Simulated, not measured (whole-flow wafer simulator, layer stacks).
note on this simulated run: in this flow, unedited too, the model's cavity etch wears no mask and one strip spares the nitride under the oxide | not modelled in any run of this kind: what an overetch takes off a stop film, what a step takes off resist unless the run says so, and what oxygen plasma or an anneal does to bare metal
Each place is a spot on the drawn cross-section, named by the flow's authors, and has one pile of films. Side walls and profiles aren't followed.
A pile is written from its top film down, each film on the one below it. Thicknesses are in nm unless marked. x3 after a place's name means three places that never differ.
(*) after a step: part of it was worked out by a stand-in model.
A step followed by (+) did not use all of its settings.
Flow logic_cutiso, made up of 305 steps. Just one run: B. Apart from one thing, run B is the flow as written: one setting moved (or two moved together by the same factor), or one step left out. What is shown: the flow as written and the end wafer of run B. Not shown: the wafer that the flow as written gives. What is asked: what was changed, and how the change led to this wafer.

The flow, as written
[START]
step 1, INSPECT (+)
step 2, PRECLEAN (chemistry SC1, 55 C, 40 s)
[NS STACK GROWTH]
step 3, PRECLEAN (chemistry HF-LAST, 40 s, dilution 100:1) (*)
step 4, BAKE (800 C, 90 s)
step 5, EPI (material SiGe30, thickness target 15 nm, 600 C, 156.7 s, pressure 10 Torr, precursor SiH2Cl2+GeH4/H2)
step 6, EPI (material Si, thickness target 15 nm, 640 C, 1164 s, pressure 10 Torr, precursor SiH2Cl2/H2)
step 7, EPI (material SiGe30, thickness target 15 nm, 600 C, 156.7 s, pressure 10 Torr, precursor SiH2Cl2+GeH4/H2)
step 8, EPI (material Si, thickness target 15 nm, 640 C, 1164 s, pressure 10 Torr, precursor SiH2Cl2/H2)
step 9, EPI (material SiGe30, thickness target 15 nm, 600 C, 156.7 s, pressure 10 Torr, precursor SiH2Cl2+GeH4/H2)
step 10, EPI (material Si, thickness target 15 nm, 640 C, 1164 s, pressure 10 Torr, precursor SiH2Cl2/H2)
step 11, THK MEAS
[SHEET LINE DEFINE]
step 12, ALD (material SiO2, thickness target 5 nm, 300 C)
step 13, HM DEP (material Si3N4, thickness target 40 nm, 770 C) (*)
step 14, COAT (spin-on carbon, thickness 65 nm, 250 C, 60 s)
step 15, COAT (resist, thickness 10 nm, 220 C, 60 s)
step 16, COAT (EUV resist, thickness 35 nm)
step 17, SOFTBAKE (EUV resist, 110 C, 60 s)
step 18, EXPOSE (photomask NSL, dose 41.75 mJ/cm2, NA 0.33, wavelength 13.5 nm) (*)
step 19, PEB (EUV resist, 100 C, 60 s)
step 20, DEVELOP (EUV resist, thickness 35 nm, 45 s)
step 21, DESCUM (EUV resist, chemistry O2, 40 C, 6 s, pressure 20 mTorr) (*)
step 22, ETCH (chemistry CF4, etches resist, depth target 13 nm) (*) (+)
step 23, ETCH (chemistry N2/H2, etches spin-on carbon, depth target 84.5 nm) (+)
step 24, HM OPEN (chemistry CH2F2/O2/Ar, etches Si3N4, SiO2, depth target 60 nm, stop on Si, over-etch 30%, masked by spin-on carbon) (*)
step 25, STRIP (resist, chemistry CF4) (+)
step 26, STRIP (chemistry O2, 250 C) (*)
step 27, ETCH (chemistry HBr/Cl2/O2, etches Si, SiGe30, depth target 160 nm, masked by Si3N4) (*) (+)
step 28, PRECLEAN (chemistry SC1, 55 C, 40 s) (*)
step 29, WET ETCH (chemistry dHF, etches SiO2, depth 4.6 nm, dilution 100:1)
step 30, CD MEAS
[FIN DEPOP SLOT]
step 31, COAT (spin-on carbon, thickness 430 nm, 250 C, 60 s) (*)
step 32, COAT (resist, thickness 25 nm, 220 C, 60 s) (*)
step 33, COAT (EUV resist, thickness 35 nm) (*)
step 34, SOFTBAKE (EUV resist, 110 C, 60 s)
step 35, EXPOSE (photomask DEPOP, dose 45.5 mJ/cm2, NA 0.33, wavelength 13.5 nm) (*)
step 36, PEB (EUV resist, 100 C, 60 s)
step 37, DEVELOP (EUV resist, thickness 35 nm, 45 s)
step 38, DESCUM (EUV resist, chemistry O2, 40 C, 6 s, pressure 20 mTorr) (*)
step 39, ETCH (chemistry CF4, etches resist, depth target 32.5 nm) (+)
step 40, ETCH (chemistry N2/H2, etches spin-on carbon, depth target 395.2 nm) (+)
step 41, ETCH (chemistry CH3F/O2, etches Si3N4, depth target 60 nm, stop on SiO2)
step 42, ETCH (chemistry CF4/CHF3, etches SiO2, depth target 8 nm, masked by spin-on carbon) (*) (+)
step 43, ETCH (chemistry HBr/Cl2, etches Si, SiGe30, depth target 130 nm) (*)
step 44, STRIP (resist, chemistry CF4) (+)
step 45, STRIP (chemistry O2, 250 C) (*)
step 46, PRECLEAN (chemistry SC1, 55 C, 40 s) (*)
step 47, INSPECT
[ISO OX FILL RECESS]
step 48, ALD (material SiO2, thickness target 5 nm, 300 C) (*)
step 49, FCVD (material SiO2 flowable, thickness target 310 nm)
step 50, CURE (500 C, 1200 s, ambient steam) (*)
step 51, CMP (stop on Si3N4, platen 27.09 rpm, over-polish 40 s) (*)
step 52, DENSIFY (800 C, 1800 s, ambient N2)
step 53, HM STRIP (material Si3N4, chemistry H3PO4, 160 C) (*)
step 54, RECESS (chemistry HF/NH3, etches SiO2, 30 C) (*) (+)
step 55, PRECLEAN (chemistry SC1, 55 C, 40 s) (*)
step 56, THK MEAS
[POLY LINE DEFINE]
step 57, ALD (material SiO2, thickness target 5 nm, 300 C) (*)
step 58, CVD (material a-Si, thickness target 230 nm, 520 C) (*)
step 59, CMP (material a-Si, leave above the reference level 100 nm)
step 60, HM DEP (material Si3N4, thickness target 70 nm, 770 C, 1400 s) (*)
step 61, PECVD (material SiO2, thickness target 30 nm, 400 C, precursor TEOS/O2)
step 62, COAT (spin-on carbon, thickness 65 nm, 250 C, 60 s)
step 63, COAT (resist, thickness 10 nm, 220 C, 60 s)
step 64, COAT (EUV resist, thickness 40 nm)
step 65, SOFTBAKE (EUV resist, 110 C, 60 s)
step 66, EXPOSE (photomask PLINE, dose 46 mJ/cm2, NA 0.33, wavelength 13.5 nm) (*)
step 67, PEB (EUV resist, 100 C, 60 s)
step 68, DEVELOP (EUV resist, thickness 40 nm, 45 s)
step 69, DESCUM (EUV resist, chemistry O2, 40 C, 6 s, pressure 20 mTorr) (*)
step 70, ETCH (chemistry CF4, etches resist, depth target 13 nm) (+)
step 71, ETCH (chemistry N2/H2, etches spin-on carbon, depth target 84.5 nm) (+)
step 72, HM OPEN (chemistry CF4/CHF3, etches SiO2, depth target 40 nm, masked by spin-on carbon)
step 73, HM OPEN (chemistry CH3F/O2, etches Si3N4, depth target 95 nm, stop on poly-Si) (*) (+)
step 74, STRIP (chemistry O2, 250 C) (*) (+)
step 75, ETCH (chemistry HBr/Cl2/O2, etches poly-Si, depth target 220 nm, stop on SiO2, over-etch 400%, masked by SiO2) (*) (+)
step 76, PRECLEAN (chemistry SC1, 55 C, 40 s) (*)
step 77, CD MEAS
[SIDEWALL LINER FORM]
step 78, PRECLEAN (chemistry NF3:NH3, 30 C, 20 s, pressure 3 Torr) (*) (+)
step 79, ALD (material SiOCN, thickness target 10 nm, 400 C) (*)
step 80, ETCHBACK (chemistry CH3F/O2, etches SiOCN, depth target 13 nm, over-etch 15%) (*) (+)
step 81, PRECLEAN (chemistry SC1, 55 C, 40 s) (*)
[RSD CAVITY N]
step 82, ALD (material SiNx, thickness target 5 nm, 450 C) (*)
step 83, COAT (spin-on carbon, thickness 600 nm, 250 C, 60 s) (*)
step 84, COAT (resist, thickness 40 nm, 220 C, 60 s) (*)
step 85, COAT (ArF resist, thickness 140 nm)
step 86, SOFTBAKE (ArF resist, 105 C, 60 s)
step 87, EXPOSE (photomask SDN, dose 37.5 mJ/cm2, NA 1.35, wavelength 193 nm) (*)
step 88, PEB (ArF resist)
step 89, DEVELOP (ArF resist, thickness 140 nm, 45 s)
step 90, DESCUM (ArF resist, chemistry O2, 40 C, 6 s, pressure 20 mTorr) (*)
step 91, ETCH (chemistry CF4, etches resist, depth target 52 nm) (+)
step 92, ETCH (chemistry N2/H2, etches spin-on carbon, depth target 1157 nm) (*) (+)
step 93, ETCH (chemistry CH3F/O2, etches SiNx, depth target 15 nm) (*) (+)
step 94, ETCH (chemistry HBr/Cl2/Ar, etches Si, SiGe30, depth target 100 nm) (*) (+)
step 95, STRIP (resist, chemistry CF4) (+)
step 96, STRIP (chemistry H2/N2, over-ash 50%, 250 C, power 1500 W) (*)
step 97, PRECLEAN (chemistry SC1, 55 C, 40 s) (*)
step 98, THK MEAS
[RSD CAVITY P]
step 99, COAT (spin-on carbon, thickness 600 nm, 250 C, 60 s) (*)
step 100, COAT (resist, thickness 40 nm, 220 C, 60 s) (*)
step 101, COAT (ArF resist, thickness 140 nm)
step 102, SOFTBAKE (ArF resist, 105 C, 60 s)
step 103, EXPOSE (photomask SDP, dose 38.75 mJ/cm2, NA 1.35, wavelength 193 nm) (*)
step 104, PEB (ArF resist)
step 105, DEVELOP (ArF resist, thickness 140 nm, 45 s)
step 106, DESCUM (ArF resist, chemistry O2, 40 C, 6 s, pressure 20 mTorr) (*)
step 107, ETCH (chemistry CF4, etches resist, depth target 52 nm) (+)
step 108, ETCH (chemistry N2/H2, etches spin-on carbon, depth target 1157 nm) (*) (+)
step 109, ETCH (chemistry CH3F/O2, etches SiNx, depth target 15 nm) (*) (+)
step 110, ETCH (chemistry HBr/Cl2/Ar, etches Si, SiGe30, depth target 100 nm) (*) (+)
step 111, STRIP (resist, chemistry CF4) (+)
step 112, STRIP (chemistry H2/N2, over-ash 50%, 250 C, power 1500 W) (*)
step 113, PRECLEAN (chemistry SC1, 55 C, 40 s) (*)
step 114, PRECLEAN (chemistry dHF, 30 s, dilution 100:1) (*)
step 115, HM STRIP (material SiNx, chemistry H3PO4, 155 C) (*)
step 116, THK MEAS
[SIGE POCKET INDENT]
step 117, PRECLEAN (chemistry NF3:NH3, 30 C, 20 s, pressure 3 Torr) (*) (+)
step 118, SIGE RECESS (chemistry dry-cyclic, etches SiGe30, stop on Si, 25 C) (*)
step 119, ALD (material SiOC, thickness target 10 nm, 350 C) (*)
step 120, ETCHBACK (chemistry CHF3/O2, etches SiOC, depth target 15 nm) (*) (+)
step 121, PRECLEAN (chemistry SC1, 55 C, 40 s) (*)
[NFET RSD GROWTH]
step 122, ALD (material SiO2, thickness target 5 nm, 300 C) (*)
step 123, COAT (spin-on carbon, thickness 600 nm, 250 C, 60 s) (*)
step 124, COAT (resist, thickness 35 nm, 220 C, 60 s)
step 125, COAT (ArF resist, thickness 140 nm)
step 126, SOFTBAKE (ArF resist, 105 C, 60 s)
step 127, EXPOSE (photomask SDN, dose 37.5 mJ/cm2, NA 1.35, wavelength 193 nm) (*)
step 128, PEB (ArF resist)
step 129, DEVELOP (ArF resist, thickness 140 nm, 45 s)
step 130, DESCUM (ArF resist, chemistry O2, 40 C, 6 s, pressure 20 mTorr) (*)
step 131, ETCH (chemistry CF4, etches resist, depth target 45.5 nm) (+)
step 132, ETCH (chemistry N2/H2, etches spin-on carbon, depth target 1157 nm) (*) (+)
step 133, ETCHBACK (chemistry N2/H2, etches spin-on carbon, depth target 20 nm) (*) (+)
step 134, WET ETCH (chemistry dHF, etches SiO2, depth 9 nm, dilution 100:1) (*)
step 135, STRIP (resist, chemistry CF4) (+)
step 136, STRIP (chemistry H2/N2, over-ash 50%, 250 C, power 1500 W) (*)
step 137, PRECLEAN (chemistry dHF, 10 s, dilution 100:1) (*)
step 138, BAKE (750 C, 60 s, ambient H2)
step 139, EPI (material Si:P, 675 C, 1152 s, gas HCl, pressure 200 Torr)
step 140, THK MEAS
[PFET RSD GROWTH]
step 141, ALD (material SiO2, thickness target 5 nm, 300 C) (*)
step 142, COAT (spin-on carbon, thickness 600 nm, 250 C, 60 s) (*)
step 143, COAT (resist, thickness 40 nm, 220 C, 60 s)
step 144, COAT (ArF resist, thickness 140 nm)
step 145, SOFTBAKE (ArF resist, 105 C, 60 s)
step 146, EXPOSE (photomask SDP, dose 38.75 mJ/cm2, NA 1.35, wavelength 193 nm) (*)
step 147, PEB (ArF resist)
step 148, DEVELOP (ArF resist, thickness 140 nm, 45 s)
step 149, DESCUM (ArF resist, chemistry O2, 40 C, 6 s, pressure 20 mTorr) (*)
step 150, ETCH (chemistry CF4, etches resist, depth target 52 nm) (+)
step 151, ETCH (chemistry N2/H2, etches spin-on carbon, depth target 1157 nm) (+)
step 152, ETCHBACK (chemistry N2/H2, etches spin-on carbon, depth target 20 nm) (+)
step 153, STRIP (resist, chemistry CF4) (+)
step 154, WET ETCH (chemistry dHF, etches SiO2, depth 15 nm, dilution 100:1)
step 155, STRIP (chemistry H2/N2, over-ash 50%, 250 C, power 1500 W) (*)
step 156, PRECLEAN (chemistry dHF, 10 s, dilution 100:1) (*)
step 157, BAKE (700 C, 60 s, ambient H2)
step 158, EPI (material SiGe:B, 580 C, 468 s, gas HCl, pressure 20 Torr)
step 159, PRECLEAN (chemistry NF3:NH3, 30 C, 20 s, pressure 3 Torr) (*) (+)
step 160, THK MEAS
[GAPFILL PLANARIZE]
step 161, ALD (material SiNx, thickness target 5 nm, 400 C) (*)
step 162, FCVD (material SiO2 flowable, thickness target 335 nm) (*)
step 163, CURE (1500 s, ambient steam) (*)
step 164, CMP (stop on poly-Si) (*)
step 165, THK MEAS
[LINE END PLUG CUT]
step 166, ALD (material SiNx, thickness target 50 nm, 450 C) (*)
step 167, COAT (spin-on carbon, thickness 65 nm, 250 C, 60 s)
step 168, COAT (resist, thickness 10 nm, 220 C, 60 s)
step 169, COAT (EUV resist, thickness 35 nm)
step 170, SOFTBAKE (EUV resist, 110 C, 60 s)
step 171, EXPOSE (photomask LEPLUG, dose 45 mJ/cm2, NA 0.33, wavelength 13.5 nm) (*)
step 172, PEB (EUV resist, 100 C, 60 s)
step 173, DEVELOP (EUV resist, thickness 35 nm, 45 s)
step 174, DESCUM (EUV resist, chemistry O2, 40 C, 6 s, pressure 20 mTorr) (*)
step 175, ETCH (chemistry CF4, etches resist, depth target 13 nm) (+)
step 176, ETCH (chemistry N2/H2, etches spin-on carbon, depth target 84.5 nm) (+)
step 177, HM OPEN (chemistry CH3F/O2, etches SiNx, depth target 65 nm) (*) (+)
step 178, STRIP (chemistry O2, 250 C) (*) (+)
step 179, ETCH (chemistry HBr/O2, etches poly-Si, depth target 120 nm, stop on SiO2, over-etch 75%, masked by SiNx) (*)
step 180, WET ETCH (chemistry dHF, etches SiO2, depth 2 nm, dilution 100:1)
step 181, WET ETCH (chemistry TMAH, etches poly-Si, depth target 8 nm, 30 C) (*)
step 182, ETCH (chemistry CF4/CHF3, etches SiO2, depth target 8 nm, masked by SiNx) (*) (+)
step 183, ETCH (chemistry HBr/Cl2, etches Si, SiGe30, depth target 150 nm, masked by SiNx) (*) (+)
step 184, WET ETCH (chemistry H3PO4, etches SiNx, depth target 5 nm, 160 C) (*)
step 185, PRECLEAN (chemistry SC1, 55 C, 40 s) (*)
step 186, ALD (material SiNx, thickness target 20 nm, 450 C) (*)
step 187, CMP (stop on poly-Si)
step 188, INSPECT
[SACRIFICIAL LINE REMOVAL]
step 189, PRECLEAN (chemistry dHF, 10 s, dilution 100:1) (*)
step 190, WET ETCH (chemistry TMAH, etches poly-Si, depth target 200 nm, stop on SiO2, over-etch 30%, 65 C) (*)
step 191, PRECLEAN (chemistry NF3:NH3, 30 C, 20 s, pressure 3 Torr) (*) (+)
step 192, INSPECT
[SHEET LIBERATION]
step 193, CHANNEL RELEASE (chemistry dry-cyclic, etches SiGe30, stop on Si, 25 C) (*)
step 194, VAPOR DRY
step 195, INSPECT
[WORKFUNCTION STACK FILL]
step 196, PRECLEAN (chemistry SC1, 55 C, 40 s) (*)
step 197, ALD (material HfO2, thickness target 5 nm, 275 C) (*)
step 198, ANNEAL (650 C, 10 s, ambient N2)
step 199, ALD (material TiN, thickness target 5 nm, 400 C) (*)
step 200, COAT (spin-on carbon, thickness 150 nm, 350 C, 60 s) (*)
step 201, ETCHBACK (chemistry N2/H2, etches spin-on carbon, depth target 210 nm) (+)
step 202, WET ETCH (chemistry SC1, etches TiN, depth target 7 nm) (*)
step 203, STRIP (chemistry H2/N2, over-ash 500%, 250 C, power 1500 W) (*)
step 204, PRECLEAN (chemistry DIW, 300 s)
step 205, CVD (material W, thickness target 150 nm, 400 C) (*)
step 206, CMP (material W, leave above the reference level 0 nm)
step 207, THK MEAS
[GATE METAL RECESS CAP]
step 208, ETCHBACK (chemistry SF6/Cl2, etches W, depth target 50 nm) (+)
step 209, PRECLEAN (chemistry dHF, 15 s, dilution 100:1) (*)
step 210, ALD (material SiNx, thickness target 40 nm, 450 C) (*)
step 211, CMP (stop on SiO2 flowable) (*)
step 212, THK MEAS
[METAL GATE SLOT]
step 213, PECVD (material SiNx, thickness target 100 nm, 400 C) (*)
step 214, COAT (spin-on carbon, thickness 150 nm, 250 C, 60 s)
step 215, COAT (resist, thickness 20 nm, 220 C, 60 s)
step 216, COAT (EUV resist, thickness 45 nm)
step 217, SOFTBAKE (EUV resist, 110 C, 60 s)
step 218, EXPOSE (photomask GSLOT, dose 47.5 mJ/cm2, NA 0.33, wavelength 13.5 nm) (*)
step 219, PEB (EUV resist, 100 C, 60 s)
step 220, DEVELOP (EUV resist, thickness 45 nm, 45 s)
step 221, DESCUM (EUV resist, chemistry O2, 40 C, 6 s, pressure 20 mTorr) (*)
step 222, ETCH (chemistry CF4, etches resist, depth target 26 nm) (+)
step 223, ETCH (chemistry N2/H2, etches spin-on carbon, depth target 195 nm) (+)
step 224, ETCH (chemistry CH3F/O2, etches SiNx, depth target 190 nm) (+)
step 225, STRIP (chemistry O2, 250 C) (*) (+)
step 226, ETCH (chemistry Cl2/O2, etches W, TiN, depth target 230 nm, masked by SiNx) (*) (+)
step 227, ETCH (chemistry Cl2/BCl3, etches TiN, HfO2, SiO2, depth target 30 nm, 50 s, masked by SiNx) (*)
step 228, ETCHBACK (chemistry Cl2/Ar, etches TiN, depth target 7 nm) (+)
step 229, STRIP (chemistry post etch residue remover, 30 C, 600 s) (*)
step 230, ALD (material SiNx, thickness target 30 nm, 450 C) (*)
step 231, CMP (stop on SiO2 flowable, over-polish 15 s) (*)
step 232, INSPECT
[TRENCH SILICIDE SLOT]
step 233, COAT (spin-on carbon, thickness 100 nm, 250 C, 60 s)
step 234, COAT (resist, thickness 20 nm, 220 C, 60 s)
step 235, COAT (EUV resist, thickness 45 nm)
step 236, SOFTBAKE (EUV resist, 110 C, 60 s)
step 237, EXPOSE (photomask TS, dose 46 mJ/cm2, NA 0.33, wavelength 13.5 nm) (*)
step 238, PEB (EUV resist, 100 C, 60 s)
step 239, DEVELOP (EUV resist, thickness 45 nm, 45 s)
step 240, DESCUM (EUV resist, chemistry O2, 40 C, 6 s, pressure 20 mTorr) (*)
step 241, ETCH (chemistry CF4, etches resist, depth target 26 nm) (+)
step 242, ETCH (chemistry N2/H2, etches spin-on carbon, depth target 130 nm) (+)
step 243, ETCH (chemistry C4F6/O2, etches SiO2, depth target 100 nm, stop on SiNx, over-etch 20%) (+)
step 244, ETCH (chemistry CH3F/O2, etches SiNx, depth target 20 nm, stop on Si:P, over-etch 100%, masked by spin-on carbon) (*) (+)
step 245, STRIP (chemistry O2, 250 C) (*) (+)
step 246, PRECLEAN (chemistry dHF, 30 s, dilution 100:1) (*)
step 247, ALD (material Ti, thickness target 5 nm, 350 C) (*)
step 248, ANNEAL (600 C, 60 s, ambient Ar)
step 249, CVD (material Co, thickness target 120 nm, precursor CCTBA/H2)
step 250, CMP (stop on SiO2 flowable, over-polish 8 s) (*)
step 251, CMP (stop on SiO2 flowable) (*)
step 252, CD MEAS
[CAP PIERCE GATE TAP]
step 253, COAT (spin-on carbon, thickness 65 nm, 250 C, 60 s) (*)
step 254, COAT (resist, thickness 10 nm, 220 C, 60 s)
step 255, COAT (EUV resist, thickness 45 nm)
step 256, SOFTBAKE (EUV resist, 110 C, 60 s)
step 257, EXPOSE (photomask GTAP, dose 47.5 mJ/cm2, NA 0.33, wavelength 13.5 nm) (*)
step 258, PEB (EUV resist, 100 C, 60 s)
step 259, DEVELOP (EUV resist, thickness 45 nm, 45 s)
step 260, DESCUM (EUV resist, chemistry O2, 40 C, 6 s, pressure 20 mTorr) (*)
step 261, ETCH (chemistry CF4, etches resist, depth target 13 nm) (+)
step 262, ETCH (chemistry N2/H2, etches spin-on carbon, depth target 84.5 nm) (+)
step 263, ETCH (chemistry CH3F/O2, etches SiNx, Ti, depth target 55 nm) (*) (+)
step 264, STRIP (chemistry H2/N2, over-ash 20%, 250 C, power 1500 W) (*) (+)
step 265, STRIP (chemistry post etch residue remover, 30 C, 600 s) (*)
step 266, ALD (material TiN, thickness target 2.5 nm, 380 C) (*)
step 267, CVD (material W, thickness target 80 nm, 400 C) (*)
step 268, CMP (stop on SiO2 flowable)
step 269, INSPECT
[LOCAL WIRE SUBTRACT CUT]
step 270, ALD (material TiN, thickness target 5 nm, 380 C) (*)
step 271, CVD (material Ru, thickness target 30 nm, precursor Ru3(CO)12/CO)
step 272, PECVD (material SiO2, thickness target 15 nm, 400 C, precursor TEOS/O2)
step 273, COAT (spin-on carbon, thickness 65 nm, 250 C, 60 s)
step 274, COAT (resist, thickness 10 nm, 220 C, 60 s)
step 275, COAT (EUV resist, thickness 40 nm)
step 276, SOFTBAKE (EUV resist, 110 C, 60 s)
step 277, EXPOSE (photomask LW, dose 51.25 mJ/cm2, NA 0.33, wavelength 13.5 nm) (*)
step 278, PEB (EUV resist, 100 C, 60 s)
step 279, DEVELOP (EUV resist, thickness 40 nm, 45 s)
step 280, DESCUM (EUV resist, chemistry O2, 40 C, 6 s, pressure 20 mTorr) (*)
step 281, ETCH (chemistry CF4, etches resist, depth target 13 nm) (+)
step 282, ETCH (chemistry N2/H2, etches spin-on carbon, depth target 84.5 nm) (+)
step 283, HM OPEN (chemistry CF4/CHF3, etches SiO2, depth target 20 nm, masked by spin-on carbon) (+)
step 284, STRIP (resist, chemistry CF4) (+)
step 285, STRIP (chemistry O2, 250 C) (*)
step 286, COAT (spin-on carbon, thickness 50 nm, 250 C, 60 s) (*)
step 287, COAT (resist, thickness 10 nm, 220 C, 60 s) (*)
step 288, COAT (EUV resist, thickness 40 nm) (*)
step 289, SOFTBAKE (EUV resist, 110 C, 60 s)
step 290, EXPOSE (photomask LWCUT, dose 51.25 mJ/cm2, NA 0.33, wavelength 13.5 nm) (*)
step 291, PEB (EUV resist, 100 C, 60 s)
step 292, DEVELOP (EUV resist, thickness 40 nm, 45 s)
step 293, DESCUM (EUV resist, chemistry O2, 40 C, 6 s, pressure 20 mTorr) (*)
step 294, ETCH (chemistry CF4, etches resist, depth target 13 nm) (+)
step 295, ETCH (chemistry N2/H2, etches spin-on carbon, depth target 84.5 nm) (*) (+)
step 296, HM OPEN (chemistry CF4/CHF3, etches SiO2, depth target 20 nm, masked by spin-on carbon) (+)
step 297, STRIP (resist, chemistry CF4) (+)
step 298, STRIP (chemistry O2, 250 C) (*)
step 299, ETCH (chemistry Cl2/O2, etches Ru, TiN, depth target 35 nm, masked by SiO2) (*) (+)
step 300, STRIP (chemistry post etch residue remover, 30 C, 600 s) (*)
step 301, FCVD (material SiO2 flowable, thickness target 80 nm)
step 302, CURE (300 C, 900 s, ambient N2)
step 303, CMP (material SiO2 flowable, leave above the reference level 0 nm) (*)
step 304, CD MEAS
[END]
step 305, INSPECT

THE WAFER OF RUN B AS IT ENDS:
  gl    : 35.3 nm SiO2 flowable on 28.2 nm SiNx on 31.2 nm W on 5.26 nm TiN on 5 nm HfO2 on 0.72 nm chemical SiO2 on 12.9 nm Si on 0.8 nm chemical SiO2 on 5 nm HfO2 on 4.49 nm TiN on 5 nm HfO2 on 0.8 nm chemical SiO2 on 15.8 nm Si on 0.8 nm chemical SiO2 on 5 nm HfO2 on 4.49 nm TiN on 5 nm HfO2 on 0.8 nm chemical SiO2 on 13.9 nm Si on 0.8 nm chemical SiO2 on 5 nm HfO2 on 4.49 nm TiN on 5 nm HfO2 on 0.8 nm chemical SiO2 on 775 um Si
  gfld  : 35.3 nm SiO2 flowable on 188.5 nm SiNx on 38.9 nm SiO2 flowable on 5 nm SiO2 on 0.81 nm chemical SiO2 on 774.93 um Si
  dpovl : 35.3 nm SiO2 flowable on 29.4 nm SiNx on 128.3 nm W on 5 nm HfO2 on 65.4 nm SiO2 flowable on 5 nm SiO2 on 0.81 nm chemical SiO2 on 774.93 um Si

What caused this: step 8, EPI: thickness target 16.9 nm was run, while the flow as written has thickness target 15 nm; step 8, EPI: 1310 s was run, where the flow has 1164 s.

Step by step, how the change led to this:
  step 8, EPI (material Si, thickness target 15 nm, 640 C, 1164 s, pressure 10 Torr, precursor SiH2Cl2/H2)
      depop, dpovl, gfld and 19 more: +16.9 Si (new film) (in the flow as written it would be: +15 Si (new film))
  step 27, ETCH (chemistry HBr/Cl2/O2, etches Si, SiGe30, depth target 160 nm, masked by Si3N4) (*) (+)
      gfld, gxf, iso, lnri: -0.79 chemical SiO2 (all of it), -11.4 Si (all of it), -15 SiGe30 (all of it), -16.9 Si (all of it), -15 SiGe30 (all of it), -15 Si (all of it), -15 SiGe30 (all of it), -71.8 Si (in the flow as written it would be: -0.79 chemical SiO2 (all of it), -11.4 Si (all of it), -15 SiGe30 (all of it), -15 Si (all of it), -15 SiGe30 (all of it), -15 Si (all of it), -15 SiGe30 (all of it), -73.6 Si)
      dpovl, nsgap: -0.79 chemical SiO2 (all of it), -11.8 Si (all of it), -15 SiGe30 (all of it), -16.9 Si (all of it), -15 SiGe30 (all of it), -15 Si (all of it), -15 SiGe30 (all of it), -71.4 Si (in the flow as written it would be: -0.79 chemical SiO2 (all of it), -11.8 Si (all of it), -15 SiGe30 (all of it), -15 Si (all of it), -15 SiGe30 (all of it), -15 Si (all of it), -15 SiGe30 (all of it), -73.2 Si)
      (also at 1 further place)
  step 43, ETCH (chemistry HBr/Cl2, etches Si, SiGe30, depth target 130 nm) (*)
      depop: -14 Si (all of it), -15 SiGe30 (all of it), -16.9 Si (all of it), -15 SiGe30 (all of it), -15 Si (all of it), -15 SiGe30 (all of it), -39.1 Si (in the flow as written it would be: -14 Si (all of it), -15 SiGe30 (all of it), -15 Si (all of it), -15 SiGe30 (all of it), -15 Si (all of it), -15 SiGe30 (all of it), -41 Si)
  step 94, ETCH (chemistry HBr/Cl2/Ar, etches Si, SiGe30, depth target 100 nm) (*) (+)
      rsdn, rsdx: -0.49 chemical SiO2 (all of it), -12.8 Si (all of it), -15 SiGe30 (all of it), -16.9 Si (all of it), -15 SiGe30 (all of it), -15 Si (all of it), -15 SiGe30 (all of it), -10.3 Si (in the flow as written it would be: -0.49 chemical SiO2 (all of it), -12.8 Si (all of it), -15 SiGe30 (all of it), -15 Si (all of it), -15 SiGe30 (all of it), -15 Si (all of it), -15 SiGe30 (all of it), -12.2 Si)
  step 110, ETCH (chemistry HBr/Cl2/Ar, etches Si, SiGe30, depth target 100 nm) (*) (+)
      rsdp, rsdw: -0.49 chemical SiO2 (all of it), -12.8 Si (all of it), -15 SiGe30 (all of it), -16.9 Si (all of it), -15 SiGe30 (all of it), -15 Si (all of it), -15 SiGe30 (all of it), -10.3 Si (in the flow as written it would be: -0.49 chemical SiO2 (all of it), -12.8 Si (all of it), -15 SiGe30 (all of it), -15 Si (all of it), -15 SiGe30 (all of it), -15 Si (all of it), -15 SiGe30 (all of it), -12.2 Si)
  step 183, ETCH (chemistry HBr/Cl2, etches Si, SiGe30, depth target 150 nm, masked by SiNx) (*) (+)
      plug: -13.6 Si (all of it), -15 SiGe30 (all of it), -16.9 Si (all of it), -15 SiGe30 (all of it), -15 Si (all of it), -15 SiGe30 (all of it), -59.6 Si (in the flow as written it would be: -13.6 Si (all of it), -15 SiGe30 (all of it), -15 Si (all of it), -15 SiGe30 (all of it), -15 Si (all of it), -15 SiGe30 (all of it), -61.4 Si)
